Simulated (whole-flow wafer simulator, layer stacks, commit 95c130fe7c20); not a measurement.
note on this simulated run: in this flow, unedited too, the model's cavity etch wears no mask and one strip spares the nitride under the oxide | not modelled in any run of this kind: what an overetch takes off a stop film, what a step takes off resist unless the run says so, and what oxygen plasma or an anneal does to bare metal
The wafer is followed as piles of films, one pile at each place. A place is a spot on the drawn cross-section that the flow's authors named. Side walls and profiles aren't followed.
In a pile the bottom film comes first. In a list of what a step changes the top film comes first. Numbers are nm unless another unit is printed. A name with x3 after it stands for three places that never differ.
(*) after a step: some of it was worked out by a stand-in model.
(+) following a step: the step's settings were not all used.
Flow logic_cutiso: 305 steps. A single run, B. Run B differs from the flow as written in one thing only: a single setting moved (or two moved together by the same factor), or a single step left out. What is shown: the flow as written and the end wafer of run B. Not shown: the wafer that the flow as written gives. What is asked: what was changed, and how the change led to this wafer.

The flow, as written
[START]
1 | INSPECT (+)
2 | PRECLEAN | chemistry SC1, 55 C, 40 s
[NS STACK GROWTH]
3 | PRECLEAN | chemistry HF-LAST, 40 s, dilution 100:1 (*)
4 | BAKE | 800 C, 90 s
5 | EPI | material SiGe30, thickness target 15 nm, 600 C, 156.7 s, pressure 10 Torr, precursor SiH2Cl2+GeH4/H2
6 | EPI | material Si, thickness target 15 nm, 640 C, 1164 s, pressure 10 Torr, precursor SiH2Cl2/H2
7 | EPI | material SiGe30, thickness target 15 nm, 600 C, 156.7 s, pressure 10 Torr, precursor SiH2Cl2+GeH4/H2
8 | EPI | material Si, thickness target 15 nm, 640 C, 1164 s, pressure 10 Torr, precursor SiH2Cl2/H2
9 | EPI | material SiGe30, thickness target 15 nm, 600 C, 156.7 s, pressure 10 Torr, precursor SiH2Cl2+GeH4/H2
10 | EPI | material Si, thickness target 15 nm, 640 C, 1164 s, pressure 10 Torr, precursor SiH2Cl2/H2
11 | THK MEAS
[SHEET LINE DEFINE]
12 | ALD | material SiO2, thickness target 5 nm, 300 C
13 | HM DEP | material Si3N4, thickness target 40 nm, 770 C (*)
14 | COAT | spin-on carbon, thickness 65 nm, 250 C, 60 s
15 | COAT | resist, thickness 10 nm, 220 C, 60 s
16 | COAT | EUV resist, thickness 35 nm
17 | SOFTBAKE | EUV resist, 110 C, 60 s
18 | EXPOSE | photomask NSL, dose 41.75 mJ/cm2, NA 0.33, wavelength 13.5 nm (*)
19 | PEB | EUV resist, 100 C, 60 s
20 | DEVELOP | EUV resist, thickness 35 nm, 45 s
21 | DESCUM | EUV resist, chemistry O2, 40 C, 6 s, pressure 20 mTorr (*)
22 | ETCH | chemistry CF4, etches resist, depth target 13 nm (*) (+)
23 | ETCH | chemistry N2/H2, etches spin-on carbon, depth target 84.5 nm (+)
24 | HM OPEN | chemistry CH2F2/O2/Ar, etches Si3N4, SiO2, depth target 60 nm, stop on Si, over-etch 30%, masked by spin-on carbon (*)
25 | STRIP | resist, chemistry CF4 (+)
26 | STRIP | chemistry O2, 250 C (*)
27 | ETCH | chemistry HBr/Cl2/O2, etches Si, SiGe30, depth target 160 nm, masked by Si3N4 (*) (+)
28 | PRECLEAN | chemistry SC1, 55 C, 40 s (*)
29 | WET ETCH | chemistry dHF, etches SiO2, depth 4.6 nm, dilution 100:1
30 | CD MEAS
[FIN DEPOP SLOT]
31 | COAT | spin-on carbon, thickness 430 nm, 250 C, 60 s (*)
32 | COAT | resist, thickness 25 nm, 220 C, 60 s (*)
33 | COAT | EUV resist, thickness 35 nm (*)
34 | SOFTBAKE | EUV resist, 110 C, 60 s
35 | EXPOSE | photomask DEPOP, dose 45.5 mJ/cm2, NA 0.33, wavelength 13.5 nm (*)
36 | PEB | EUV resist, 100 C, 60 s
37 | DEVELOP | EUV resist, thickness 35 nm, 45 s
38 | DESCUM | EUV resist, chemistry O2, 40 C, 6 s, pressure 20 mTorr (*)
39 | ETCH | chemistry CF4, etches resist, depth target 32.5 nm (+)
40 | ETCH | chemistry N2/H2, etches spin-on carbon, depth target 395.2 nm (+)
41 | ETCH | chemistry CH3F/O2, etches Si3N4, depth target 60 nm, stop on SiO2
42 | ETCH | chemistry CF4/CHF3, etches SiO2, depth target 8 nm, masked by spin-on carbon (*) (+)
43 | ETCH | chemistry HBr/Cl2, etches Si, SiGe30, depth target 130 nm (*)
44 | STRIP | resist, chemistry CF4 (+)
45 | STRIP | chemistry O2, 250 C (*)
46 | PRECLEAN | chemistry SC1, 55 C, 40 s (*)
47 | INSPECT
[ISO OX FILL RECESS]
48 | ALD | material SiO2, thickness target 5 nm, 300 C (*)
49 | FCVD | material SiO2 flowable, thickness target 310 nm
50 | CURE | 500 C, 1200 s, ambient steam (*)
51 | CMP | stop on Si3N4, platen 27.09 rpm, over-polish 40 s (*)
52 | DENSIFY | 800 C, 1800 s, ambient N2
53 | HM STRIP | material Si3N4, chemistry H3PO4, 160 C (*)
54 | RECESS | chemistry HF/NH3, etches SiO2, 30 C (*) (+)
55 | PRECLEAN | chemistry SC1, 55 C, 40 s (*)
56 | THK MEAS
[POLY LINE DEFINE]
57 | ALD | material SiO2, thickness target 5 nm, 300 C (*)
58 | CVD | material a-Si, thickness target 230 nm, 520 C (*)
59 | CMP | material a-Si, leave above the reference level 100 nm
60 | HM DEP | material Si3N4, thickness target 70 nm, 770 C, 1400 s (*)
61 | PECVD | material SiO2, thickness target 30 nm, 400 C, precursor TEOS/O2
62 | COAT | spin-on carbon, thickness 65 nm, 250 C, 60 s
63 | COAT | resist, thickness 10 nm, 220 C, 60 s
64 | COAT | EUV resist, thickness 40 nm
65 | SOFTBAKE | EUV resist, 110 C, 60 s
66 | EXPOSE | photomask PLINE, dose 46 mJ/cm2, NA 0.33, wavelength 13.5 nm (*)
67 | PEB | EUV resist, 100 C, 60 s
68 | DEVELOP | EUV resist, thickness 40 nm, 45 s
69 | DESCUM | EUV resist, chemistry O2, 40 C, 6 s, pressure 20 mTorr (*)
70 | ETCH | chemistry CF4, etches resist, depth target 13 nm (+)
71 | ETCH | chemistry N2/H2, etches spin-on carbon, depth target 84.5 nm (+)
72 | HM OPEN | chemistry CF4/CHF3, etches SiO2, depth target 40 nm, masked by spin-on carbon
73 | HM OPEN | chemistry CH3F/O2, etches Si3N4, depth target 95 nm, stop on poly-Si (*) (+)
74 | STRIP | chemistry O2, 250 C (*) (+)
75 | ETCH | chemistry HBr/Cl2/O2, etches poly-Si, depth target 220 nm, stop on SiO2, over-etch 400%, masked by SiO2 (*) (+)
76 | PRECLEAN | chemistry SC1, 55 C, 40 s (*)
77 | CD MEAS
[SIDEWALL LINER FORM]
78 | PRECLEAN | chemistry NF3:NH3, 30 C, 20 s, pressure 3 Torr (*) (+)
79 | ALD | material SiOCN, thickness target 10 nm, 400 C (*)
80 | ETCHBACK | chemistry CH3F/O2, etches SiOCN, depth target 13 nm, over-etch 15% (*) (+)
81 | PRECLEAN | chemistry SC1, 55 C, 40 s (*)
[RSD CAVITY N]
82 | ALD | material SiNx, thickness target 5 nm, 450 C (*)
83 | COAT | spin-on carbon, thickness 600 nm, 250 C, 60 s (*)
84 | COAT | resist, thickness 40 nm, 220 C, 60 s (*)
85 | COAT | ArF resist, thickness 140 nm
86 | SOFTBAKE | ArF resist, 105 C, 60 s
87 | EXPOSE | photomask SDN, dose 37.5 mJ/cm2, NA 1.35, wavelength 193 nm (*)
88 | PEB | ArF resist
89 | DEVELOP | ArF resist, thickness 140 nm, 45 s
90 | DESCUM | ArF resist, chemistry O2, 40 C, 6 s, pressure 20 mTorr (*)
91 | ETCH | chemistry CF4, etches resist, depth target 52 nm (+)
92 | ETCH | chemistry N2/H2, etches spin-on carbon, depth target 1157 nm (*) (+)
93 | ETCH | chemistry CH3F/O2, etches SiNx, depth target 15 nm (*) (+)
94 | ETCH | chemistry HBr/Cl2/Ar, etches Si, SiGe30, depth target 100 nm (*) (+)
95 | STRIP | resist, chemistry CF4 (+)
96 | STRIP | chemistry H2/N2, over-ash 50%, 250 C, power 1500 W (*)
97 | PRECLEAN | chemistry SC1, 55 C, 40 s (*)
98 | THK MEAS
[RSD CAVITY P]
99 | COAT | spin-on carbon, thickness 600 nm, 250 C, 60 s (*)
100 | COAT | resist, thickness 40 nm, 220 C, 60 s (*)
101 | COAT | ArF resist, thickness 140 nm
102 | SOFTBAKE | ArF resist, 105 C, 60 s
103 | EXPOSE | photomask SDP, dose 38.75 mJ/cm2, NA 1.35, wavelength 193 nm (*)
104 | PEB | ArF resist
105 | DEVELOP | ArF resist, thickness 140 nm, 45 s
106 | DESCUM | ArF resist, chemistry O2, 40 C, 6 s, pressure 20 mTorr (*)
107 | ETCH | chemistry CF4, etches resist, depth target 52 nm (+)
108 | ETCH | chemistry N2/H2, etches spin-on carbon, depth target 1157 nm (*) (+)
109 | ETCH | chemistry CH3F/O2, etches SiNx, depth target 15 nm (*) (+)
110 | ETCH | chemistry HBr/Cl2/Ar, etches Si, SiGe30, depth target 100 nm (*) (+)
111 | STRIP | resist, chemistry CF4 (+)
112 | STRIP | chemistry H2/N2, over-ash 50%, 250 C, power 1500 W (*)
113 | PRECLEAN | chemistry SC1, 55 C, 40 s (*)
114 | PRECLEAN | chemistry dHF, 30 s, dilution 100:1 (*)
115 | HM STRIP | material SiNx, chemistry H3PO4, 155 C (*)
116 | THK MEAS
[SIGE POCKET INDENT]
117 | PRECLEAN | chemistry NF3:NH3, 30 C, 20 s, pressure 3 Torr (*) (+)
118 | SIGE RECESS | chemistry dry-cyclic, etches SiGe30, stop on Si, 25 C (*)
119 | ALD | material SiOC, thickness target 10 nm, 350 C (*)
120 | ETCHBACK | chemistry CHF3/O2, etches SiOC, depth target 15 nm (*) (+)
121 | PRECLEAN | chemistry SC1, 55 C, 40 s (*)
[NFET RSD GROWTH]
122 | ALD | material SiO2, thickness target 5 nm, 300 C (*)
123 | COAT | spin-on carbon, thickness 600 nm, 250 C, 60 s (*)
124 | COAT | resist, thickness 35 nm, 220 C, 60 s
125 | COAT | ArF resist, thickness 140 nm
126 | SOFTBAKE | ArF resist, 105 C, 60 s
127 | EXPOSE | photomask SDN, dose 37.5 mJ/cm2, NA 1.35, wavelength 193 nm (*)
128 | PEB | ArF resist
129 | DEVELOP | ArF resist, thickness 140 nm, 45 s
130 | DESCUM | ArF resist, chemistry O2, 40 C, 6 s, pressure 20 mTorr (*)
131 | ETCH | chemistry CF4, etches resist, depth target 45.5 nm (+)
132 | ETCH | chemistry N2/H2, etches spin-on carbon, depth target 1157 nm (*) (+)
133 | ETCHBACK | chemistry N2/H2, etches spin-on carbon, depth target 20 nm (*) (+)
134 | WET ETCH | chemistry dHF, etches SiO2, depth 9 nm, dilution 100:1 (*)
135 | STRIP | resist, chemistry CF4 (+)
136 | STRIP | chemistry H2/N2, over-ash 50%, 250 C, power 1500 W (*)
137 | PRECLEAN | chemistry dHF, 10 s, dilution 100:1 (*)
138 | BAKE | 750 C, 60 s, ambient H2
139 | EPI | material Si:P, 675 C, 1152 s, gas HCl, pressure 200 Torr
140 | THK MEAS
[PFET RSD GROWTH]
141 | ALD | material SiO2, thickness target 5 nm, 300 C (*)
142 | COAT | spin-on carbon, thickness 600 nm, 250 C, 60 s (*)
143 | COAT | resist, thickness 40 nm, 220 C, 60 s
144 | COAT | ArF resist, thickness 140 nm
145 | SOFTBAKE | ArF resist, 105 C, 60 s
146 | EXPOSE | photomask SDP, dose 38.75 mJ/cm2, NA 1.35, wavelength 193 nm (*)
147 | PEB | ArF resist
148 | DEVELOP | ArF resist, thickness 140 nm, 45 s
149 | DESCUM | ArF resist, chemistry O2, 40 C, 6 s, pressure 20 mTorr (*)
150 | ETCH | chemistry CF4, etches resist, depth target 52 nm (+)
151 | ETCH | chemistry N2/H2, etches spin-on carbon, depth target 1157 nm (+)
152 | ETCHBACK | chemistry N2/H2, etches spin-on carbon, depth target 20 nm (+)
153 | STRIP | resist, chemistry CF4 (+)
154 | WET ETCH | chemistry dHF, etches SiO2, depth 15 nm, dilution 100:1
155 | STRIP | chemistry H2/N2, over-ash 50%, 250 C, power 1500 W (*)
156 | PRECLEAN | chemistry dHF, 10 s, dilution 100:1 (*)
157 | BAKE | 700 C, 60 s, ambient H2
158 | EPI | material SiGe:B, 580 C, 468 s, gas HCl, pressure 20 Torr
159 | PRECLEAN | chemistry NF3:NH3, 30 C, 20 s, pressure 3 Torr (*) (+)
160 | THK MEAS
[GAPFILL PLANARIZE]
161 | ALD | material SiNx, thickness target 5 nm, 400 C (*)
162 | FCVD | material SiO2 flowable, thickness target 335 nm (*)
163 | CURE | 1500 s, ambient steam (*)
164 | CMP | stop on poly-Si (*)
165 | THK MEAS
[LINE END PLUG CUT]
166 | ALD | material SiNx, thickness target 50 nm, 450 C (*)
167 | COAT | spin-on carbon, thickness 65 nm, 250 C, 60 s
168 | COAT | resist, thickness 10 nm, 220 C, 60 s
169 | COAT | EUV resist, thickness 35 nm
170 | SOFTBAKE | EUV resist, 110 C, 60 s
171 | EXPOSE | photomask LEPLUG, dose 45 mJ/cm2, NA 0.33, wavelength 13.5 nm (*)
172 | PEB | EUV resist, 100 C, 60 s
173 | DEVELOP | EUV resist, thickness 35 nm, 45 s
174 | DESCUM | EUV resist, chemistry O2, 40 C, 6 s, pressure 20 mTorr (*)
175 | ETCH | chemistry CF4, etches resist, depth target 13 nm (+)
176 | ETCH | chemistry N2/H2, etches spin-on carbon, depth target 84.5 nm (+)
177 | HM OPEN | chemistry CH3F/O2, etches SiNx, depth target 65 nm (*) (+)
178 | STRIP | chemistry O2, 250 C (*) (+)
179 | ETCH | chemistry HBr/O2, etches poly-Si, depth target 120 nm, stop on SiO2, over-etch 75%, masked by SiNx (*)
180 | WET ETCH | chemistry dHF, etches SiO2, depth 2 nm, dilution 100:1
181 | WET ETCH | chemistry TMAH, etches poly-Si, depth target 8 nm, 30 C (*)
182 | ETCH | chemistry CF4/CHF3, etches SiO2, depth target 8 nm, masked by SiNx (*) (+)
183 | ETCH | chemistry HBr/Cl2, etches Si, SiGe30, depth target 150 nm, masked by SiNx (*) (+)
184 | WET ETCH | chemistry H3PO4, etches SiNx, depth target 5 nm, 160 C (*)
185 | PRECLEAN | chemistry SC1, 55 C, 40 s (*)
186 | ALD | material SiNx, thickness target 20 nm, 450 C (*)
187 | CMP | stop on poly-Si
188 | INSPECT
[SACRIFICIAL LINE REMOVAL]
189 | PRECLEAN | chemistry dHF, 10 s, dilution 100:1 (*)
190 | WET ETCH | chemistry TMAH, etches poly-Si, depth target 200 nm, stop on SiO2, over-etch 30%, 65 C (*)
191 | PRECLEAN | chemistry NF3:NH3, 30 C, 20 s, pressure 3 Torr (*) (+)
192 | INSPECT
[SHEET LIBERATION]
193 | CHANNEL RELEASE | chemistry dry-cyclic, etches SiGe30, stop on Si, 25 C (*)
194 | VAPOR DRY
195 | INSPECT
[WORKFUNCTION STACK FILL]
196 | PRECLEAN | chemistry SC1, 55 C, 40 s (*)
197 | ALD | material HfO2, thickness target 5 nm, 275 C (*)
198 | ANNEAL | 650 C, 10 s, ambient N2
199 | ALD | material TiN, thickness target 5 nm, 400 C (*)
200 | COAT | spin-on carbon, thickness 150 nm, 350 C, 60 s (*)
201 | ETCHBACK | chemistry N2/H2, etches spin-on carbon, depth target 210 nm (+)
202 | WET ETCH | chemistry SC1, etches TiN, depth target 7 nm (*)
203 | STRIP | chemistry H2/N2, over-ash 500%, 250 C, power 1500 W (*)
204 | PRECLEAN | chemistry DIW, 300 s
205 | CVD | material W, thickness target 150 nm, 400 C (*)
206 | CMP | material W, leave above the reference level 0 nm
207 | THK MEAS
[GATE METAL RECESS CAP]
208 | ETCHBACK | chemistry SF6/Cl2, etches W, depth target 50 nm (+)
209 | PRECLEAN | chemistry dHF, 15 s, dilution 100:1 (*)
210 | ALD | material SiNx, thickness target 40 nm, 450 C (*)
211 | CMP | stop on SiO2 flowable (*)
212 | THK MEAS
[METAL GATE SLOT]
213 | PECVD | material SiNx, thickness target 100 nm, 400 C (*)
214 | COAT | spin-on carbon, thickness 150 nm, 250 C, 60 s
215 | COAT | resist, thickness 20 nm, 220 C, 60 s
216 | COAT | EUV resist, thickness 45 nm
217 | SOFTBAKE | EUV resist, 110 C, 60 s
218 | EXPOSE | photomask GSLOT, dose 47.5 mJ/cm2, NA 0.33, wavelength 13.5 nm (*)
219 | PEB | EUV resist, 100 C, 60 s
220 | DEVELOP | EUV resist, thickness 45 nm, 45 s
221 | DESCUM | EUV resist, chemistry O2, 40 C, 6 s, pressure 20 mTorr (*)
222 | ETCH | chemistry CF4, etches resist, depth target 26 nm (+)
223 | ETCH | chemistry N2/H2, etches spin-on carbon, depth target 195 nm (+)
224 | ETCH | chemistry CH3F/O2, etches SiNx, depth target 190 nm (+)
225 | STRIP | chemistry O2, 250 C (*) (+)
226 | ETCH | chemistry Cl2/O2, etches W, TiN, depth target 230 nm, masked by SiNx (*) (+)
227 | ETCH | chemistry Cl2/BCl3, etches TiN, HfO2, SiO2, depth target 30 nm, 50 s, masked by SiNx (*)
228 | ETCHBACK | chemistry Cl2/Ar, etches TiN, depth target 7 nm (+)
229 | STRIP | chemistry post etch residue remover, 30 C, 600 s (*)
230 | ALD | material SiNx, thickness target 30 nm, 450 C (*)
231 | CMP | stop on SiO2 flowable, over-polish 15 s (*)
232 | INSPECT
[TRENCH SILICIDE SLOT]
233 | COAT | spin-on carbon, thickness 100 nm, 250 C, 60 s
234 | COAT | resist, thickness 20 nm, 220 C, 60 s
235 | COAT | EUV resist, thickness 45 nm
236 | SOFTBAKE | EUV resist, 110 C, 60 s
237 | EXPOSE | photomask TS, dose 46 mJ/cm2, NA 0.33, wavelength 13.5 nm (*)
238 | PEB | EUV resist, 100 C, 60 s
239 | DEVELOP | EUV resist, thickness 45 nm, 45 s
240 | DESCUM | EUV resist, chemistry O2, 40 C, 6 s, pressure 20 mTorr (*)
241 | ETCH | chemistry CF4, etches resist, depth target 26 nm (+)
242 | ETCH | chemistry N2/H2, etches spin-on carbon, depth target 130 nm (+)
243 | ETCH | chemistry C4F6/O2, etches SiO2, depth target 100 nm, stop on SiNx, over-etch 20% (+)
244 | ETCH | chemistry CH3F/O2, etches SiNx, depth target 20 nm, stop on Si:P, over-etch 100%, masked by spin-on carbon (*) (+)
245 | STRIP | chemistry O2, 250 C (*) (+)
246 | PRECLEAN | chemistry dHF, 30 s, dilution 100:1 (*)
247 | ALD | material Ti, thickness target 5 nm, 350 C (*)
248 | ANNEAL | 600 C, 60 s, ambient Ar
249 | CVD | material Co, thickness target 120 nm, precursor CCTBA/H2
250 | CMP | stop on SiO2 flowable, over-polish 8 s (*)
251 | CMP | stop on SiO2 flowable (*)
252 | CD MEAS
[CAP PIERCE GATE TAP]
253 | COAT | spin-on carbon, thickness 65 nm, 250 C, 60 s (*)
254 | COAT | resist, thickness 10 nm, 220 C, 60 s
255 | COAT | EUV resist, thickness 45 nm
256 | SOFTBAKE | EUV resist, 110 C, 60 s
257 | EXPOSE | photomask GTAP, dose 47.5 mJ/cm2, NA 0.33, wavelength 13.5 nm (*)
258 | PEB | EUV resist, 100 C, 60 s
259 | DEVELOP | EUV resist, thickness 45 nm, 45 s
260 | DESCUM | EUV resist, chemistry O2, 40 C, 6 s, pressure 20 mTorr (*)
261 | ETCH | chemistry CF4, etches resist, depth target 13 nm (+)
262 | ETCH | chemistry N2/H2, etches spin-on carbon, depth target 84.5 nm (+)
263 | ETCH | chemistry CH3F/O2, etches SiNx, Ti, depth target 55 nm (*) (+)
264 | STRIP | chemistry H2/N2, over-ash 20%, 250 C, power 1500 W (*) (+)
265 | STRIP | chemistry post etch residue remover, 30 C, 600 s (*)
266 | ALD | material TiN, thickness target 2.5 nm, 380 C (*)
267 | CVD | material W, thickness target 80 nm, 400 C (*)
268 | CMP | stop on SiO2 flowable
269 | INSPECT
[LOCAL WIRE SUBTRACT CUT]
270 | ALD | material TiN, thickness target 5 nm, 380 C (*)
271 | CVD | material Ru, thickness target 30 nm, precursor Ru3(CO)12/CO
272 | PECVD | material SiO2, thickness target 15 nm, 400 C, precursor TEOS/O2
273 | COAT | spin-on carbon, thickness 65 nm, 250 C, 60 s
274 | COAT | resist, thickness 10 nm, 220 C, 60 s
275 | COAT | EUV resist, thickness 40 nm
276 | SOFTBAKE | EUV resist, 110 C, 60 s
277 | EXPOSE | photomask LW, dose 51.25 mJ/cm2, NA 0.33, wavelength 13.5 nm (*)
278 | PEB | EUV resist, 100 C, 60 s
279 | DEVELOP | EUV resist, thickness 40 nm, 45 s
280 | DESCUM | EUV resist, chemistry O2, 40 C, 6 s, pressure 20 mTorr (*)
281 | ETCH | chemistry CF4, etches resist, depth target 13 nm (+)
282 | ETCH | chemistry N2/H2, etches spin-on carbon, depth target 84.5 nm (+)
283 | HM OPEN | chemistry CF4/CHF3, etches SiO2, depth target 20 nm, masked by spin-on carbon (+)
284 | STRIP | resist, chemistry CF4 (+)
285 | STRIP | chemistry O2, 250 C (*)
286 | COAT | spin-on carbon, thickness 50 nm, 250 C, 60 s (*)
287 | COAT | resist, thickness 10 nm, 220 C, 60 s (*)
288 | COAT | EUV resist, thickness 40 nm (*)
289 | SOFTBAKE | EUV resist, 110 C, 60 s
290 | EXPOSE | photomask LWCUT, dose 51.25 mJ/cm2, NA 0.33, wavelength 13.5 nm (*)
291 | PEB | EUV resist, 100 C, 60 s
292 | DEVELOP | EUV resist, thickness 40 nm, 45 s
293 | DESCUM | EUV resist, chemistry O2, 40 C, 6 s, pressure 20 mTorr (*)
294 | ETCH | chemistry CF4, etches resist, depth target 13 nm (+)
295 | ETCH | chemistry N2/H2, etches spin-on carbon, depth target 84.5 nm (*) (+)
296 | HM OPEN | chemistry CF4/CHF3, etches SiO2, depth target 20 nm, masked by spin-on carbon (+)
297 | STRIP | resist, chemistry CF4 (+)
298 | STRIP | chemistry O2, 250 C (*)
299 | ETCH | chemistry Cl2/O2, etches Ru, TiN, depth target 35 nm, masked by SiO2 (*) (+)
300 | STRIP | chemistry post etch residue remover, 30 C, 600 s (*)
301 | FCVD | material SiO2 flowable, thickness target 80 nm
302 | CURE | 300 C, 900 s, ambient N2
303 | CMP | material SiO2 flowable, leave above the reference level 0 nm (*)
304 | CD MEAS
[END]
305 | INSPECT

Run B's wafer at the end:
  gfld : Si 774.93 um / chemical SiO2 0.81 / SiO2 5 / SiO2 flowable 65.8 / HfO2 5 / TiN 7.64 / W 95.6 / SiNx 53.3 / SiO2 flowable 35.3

What caused this: step 226, ETCH: chemistry Cl2/O2, etches W, TiN, depth target 230 nm, masked by SiNx (*) (+), was skipped.

The path from the change to this, step by step:
  227 | ETCH | chemistry Cl2/BCl3, etches TiN, HfO2, SiO2, depth target 30 nm, 50 s, masked by SiNx (*)
      gfld: -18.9 W (as written it would have been: -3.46 HfO2 (all of it), -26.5 SiO2 flowable)
  228 | ETCHBACK | chemistry Cl2/Ar, etches TiN, depth target 7 nm (+)
      gfld: -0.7 W (as written it would have been: -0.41 SiO2 flowable)
  230 | ALD | material SiNx, thickness target 30 nm, 450 C (*)
      gfld: +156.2 SiNx (new film) (as written it would have been: +260.6 SiNx (new film))
  231 | CMP | stop on SiO2 flowable, over-polish 15 s (*)
      depop, dpovl, gfld and 10 more: -93.5 SiNx (as written it would have been: -62.7 SiNx)
      lnr, lnri, lnrp, lnrt: -91.7 SiNx (all of it), -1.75 SiOCN (as written it would have been: -61 SiNx (all of it), -1.75 SiOCN)
      (and at 5 other places as well)
With metal films that touch counted as one body, gfld has 1 body; the flow as written gives 0 bodies.
